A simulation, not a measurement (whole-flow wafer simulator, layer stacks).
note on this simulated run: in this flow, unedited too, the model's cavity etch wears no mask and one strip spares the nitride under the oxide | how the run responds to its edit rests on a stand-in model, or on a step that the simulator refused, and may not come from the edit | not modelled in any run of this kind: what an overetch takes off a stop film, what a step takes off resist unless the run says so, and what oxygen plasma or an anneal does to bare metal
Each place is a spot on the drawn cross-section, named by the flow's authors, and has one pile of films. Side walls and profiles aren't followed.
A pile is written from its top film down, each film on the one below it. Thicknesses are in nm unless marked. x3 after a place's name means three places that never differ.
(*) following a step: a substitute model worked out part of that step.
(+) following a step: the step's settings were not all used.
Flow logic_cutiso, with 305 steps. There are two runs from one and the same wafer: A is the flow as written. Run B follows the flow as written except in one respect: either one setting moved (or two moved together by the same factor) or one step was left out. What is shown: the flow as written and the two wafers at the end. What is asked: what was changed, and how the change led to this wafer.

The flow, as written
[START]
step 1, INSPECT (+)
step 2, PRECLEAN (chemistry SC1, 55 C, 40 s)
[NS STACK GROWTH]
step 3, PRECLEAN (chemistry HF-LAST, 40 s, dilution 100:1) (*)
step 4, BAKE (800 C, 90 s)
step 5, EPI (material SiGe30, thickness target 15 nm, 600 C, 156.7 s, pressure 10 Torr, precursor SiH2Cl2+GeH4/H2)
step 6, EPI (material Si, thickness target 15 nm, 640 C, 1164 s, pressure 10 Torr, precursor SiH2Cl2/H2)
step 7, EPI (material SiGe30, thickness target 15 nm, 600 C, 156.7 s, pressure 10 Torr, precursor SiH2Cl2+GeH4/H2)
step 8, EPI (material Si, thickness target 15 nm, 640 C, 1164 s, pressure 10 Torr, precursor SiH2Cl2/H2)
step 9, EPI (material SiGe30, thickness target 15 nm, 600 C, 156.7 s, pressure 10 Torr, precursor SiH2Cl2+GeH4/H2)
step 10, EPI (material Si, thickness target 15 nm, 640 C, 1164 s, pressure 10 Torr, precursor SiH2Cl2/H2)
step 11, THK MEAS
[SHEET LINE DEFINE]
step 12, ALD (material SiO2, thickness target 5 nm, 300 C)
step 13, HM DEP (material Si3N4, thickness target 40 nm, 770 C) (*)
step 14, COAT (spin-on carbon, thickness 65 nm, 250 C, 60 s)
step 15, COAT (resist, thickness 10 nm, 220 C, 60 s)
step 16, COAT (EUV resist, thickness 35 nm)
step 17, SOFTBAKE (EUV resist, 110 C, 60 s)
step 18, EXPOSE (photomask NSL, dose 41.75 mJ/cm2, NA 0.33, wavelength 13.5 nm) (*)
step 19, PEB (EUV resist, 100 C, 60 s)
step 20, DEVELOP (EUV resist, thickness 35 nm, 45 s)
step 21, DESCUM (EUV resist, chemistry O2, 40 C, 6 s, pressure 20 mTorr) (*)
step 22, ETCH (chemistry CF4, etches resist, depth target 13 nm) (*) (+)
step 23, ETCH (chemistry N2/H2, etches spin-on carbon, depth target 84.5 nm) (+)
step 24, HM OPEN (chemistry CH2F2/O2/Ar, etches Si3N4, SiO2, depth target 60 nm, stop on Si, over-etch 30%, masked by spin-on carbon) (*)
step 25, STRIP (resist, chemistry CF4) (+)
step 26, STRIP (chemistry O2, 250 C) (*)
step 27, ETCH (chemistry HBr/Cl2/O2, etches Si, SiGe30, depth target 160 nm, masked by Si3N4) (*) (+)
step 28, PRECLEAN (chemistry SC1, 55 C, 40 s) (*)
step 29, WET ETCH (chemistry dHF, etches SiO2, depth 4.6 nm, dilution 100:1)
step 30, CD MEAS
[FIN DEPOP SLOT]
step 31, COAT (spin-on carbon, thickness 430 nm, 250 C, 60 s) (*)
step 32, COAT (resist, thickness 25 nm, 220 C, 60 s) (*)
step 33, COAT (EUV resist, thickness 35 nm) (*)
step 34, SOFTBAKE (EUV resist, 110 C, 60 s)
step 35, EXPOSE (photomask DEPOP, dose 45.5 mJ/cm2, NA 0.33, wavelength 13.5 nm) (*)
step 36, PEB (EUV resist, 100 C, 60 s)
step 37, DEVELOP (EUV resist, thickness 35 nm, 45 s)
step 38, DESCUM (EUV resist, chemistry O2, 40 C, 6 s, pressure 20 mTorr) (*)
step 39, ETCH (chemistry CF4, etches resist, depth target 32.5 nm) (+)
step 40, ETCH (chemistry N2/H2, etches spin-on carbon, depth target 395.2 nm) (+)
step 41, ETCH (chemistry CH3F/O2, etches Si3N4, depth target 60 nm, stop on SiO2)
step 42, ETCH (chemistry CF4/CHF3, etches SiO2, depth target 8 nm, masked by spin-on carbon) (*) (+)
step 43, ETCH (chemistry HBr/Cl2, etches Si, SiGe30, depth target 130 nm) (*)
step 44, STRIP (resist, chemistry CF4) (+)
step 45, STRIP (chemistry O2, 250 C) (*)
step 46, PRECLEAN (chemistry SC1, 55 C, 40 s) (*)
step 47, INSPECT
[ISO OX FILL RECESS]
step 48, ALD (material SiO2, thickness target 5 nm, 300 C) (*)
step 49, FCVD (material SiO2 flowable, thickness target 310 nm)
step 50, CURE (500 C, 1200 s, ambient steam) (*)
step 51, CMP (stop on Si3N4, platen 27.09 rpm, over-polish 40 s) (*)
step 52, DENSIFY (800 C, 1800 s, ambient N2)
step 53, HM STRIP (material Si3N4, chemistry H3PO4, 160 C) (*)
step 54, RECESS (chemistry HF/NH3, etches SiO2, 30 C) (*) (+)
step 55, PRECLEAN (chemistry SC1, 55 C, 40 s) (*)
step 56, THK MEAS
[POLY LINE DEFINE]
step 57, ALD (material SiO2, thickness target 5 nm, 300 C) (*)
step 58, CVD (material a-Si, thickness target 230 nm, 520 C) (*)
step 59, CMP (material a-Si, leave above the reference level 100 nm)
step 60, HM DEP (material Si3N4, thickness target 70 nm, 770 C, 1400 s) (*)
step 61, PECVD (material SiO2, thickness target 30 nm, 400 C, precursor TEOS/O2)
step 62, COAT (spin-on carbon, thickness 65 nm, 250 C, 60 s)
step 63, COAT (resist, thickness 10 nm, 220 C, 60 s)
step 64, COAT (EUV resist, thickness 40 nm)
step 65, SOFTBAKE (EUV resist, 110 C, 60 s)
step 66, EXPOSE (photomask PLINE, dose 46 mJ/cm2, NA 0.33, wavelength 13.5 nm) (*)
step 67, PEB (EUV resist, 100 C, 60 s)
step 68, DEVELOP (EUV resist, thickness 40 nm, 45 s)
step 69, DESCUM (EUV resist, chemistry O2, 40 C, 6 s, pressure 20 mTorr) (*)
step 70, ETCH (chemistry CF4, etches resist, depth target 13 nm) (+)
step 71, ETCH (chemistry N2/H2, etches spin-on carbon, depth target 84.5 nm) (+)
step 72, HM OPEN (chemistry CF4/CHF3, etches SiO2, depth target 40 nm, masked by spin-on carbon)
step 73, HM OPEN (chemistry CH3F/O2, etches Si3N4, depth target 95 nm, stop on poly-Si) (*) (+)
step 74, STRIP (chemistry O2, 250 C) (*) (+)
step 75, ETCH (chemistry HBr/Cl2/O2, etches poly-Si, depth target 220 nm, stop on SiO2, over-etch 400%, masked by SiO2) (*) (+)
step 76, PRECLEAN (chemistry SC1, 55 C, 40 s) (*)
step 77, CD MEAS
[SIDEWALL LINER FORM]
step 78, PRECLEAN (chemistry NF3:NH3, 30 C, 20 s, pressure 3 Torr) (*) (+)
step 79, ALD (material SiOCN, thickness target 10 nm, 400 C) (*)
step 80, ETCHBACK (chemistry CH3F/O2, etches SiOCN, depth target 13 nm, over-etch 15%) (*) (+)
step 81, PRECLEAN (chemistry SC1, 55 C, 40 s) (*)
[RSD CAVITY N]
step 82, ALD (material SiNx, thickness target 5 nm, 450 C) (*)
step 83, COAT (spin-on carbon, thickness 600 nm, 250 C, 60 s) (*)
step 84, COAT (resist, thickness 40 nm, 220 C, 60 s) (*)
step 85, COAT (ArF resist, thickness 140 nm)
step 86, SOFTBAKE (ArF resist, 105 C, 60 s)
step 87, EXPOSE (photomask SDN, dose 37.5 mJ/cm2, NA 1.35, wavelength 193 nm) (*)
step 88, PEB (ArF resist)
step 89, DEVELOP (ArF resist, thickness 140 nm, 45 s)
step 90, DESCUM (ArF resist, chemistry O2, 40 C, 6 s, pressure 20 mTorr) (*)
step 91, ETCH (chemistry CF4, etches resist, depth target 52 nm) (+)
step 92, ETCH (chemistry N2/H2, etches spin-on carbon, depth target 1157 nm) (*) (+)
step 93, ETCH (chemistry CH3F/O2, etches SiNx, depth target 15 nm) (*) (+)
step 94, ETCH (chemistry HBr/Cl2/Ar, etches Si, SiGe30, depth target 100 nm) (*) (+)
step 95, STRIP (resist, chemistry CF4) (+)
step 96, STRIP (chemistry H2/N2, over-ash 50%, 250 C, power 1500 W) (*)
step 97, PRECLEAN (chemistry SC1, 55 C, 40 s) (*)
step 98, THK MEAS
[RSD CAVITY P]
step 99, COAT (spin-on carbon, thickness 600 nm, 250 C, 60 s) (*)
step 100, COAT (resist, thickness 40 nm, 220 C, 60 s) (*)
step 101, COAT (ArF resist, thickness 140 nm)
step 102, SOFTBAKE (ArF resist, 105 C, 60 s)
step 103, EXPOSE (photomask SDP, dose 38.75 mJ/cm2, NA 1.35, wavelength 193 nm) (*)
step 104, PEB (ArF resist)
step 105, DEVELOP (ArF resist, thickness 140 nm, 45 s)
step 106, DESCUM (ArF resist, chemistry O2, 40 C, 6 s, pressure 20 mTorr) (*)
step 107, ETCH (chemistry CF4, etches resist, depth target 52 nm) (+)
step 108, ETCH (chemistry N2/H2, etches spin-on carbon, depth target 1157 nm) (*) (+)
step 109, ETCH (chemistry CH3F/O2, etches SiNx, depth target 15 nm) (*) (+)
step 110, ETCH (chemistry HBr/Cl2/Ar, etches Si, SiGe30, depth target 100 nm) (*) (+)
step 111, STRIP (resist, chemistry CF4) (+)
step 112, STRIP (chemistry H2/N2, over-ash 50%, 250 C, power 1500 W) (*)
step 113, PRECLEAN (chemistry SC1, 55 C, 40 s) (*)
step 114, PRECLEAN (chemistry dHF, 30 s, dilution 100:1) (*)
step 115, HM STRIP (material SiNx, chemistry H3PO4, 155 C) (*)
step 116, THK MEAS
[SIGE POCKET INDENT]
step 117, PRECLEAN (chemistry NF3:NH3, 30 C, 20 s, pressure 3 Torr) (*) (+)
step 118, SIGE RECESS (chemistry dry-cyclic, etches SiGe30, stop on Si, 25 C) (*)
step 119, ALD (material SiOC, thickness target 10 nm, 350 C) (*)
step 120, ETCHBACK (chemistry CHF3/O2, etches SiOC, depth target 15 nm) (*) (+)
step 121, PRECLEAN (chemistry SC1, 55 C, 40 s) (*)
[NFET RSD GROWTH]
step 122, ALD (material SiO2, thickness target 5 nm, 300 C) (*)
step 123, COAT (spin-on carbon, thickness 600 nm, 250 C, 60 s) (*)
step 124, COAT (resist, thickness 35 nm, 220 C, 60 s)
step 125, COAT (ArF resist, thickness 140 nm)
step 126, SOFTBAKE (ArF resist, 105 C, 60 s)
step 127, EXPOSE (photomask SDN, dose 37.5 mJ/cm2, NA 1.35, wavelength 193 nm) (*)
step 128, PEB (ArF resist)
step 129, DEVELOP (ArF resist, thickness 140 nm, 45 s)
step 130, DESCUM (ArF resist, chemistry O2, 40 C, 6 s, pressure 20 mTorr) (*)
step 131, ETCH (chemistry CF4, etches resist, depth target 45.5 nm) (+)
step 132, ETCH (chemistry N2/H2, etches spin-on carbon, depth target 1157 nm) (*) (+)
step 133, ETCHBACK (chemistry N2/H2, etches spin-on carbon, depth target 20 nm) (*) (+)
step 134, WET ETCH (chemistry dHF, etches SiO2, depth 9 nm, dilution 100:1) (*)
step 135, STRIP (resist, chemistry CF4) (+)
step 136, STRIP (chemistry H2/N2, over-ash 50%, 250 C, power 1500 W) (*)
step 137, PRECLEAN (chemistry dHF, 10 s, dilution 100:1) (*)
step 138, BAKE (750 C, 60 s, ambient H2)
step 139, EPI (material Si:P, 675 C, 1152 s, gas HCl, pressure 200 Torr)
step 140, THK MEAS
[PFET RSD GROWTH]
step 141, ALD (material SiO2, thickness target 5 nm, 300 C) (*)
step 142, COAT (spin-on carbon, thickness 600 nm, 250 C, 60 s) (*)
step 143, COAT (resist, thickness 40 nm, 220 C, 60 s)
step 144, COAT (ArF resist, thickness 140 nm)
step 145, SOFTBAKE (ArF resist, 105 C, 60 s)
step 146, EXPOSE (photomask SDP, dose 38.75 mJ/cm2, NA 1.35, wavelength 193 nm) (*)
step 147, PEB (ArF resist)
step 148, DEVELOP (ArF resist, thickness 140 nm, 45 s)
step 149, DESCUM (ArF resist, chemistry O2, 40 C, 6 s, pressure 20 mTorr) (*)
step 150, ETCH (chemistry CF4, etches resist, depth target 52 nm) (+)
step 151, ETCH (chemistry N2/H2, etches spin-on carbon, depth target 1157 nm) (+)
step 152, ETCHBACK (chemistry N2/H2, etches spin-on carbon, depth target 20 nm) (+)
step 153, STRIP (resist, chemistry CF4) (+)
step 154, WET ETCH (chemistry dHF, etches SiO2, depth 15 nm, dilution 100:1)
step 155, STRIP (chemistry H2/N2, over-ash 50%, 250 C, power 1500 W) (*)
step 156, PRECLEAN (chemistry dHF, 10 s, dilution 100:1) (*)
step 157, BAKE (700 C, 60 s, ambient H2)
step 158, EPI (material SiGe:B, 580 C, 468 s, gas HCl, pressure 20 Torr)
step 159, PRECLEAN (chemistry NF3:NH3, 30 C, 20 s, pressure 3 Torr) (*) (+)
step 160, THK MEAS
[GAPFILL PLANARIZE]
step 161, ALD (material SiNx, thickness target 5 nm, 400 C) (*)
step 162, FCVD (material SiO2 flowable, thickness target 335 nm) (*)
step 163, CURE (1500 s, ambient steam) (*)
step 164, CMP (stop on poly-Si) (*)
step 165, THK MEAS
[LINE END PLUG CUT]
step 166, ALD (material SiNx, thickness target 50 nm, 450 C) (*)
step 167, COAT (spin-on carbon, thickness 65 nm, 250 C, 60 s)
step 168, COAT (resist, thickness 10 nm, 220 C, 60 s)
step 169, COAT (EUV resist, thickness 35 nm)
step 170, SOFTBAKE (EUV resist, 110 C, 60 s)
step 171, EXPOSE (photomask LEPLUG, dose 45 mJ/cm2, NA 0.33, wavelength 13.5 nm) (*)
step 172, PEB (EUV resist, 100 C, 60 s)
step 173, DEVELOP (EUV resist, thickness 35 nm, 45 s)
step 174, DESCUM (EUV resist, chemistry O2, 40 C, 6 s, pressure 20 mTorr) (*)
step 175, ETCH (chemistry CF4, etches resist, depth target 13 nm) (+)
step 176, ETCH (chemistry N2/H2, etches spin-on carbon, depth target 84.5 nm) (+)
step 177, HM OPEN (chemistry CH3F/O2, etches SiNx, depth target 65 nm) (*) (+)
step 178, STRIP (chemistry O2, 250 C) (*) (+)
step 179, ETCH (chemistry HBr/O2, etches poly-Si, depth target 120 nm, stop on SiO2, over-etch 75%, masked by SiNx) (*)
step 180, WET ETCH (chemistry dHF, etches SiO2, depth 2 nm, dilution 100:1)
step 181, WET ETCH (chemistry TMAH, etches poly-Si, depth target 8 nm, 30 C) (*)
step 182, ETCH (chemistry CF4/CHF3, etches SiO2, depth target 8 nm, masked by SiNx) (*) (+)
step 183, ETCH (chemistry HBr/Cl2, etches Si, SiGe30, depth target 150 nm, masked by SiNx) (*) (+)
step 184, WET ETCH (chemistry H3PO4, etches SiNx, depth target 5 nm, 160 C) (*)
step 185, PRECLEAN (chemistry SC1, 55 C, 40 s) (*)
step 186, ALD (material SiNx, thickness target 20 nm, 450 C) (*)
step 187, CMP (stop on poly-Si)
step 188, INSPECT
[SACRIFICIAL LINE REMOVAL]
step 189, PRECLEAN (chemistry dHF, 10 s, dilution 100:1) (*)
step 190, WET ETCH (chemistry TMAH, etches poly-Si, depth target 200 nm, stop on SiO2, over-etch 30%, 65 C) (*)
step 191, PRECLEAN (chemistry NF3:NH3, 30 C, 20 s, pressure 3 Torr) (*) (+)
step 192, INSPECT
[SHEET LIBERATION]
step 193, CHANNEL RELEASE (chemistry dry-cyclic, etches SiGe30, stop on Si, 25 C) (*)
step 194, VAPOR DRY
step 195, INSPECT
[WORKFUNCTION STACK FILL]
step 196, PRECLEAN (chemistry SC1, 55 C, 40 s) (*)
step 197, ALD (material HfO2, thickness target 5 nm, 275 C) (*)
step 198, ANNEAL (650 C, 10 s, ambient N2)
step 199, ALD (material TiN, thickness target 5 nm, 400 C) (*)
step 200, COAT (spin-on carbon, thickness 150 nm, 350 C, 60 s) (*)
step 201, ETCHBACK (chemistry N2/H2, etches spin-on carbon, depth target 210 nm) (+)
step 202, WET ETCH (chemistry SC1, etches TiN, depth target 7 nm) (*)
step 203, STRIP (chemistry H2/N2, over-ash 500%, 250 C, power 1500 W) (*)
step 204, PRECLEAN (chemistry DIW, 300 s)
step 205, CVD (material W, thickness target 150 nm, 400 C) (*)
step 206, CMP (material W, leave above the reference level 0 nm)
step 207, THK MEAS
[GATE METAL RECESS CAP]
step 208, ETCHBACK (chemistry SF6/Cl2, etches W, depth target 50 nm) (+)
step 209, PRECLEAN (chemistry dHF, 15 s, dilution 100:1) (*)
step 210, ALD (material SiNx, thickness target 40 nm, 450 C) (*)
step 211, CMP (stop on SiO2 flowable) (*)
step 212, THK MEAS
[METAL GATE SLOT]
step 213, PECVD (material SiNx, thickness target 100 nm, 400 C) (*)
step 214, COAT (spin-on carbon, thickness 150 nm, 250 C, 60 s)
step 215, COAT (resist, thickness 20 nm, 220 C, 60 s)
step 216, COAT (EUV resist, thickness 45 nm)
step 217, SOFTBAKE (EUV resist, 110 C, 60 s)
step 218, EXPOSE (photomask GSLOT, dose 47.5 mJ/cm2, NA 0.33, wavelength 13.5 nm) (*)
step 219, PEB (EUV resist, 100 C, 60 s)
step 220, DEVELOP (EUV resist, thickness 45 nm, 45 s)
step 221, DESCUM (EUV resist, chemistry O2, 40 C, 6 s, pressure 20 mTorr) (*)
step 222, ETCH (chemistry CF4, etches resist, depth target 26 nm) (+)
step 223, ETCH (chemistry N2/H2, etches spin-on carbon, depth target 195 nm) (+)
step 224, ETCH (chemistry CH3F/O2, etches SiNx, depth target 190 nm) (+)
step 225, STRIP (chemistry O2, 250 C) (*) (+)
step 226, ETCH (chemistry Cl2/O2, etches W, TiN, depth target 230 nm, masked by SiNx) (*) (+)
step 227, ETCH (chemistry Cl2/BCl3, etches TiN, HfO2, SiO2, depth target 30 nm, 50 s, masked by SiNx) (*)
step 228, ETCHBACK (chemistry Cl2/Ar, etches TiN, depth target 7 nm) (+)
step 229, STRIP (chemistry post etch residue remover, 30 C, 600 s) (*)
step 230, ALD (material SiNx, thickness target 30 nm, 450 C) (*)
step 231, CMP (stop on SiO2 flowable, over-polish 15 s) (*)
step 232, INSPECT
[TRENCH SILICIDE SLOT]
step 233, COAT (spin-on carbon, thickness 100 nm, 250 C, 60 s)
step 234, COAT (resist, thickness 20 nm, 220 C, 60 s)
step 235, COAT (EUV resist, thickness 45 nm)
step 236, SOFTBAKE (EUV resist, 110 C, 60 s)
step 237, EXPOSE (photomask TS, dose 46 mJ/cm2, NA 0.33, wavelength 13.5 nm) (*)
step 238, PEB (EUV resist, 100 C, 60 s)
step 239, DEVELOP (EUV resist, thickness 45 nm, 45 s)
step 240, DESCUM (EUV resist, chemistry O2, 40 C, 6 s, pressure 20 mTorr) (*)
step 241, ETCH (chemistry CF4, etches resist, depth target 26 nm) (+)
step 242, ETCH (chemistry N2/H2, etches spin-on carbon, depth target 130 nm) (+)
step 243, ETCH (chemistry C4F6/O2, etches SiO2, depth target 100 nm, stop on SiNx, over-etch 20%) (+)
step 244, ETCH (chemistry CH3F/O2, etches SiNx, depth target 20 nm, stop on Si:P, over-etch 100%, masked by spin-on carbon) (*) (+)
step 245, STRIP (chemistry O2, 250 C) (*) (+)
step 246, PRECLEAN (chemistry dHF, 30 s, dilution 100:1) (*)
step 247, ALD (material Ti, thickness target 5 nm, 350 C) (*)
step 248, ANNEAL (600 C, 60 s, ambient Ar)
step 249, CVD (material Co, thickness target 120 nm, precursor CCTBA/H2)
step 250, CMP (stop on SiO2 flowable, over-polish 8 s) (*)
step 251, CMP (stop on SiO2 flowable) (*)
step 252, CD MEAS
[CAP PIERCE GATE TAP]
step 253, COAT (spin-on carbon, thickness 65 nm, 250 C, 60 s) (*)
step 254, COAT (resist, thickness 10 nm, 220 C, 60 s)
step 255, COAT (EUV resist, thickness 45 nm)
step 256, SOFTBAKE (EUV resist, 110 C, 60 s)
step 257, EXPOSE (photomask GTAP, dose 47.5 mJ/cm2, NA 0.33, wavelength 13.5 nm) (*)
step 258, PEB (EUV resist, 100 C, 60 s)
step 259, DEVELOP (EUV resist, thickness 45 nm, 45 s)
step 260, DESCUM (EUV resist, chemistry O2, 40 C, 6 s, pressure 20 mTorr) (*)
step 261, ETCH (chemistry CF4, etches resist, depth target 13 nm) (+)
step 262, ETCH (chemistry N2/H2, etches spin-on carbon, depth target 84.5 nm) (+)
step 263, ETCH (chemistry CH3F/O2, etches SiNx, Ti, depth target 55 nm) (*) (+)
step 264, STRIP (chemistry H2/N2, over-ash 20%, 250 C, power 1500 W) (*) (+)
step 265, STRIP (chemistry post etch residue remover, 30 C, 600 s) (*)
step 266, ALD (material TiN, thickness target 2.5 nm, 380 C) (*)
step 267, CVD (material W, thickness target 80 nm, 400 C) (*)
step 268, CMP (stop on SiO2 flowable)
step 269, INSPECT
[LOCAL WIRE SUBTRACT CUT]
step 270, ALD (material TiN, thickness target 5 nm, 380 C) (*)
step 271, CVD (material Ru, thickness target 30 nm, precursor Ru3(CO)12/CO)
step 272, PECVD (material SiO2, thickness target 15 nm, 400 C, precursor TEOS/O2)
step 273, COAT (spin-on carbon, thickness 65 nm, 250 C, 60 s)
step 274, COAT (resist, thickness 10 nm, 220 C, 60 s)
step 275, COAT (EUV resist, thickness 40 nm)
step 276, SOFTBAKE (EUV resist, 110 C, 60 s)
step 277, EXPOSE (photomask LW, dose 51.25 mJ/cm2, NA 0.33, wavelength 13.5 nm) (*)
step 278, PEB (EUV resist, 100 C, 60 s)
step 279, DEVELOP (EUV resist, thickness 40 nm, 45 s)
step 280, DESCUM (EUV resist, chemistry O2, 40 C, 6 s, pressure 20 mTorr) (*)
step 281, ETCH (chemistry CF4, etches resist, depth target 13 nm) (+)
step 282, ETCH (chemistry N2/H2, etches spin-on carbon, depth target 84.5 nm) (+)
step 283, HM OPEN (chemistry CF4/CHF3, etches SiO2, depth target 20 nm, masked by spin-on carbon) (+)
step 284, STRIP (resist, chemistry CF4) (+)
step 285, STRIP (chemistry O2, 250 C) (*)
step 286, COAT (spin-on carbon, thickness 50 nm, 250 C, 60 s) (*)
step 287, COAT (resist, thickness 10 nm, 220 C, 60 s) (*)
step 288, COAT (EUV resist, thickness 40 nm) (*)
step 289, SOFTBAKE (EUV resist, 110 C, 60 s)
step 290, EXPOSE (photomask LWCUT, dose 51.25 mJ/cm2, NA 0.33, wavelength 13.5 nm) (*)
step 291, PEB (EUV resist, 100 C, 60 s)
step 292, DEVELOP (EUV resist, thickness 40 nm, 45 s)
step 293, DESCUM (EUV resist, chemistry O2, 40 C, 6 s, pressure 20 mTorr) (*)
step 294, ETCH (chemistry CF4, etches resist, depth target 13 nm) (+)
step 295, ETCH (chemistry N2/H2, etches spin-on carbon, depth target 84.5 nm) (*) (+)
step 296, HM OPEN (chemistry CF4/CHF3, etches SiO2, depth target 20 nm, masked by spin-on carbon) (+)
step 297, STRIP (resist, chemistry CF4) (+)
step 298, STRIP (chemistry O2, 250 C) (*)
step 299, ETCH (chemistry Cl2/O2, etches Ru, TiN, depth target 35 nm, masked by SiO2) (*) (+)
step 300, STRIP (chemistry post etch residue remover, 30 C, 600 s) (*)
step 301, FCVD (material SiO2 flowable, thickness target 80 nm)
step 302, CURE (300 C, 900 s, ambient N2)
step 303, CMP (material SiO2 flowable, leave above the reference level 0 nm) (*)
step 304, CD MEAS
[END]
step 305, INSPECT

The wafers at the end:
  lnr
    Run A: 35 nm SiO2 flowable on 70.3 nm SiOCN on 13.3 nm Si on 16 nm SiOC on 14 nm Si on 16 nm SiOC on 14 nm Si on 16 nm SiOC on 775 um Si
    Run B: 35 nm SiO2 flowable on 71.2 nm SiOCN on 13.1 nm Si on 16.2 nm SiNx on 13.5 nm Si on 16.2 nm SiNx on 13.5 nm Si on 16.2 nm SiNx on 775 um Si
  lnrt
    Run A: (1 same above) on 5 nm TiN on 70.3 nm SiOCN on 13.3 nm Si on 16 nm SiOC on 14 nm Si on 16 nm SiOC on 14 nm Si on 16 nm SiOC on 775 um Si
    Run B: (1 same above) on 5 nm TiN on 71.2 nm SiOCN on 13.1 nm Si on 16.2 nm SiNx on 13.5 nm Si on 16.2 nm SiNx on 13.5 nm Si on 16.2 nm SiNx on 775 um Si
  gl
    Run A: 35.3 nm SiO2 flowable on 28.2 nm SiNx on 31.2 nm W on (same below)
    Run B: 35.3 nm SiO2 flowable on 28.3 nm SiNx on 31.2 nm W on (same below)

The reason: step 119, ALD: material SiOC, thickness target 10 nm, 350 C (*), was skipped.

Step by step, how the change led to this:
  step 120, ETCHBACK (chemistry CHF3/O2, etches SiOC, depth target 15 nm) (*) (+)
      depop, dpovl, gfld, gxf, isow, ns, nsgap, plug: A SiOC loses 10 (all of it), SiO2 loses 5 | B SiO2 loses 9.64 (all of it), Si3N4 loses 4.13
      lnr, lnri, lnrp, lnrt: A SiOC loses 10 (all of it), SiOCN loses 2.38 | B SiOCN loses 7.14
      (also at 10 further places)
  step 121, PRECLEAN (chemistry SC1, 55 C, 40 s) (*)
      lnr, lnrp, lnrt: A nothing | B under 1 film: Si loses 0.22, chemical SiO2 gains 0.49 (new film), cavity loses 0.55, chemical SiO2 gains 0.49 (new film), Si loses 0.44, chemical SiO2 gains 0.49 (new film), cavity loses 0.55, chemical SiO2 gains 0.49 (new film), Si loses 0.44, chemical SiO2 gains 0.49 (new film), cavity loses 0.55, chemical SiO2 gains 0.49 (new film), Si loses 0.22
  step 122, ALD (material SiO2, thickness target 5 nm, 300 C) (*)
      depop, dpovl, gfld, gxf, isow, ns, nsgap, plug: A SiO2 gains 5 | B SiO2 gains 5 (new film)
      gxn: A SiO2 gains 6.76 (new film) | B SiO2 gains 5.8 (new film)
      (also at 1 further place)
  step 132, ETCH (chemistry N2/H2, etches spin-on carbon, depth target 1157 nm) (*) (+)
      gxn: A spin-on carbon loses 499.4 (all of it), SiO2 loses 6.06 | B spin-on carbon loses 504.4 (all of it), SiO2 loses 5.8 (all of it)
  step 133, ETCHBACK (chemistry N2/H2, etches spin-on carbon, depth target 20 nm) (*) (+)
      gxn: A SiO2 loses 0.7 (all of it), Si3N4 loses 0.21 | B Si3N4 loses 0.56
  step 137, PRECLEAN (chemistry dHF, 10 s, dilution 100:1) (*)
      lnr, lnrt: A SiOCN loses 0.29 | B SiOCN loses 0.29, chemical SiO2 loses 0.49 (all of it), cavity gains 0.7, chemical SiO2 loses 0.49 (all of it), chemical SiO2 loses 0.49 (all of it), cavity gains 0.7, chemical SiO2 loses 0.49 (all of it), chemical SiO2 loses 0.49 (all of it), cavity gains 0.7, chemical SiO2 loses 0.49 (all of it)
      lnrp: A SiO2 loses 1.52 | B SiO2 loses 1.52, chemical SiO2 loses 0.49 (all of it), cavity gains 0.7, chemical SiO2 loses 0.49 (all of it), chemical SiO2 loses 0.49 (all of it), cavity gains 0.7, chemical SiO2 loses 0.49 (all of it), chemical SiO2 loses 0.49 (all of it), cavity gains 0.7, chemical SiO2 loses 0.49 (all of it)
  step 141, ALD (material SiO2, thickness target 5 nm, 300 C) (*)
      gxn: A SiO2 gains 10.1 (new film) | B SiO2 gains 13.2 (new film)
      gxp: A SiO2 gains 5 | B SiO2 gains 6.33
  step 153, STRIP (resist, chemistry CF4) (+)
      gxp: A SiO2 loses 3.06 (all of it) | B SiO2 loses 3.58 (all of it)
  step 159, PRECLEAN (chemistry NF3:NH3, 30 C, 20 s, pressure 3 Torr) (*) (+)
      depop, dpovl, gfld, gxf, isow, ns, nsgap, plug: A SiO2 loses 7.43 | B SiO2 loses 6.96 (all of it), Si3N4 loses 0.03
  step 164, CMP (stop on poly-Si) (*)
      depop, dpovl, isow, ns, nsgap: A SiO2 flowable loses 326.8 (all of it), SiNx loses 5 (all of it), SiO2 loses 4.13 (all of it), Si3N4 loses 70 (all of it) | B SiO2 flowable loses 326.8 (all of it), SiNx loses 5 (all of it), Si3N4 loses 65.8 (all of it)
      gfld, gxf: A SiO2 flowable loses 251.9 (all of it), SiNx loses 5 (all of it), SiO2 loses 4.13 (all of it), Si3N4 loses 70 (all of it) | B SiO2 flowable loses 255.6 (all of it), SiNx loses 5 (all of it), Si3N4 loses 65.8 (all of it)
      (also at 10 further places)
  step 166, ALD (material SiNx, thickness target 50 nm, 450 C) (*)
      lnr, lnrp, lnrt: A SiNx gains 50 (new film) | B SiNx gains 50 (new film), SiNx gains 16.2 (new film), cavity loses 16.2 (all of it), SiNx gains 16.2 (new film), cavity loses 16.2 (all of it), SiNx gains 16.2 (new film), cavity loses 16.2 (all of it)
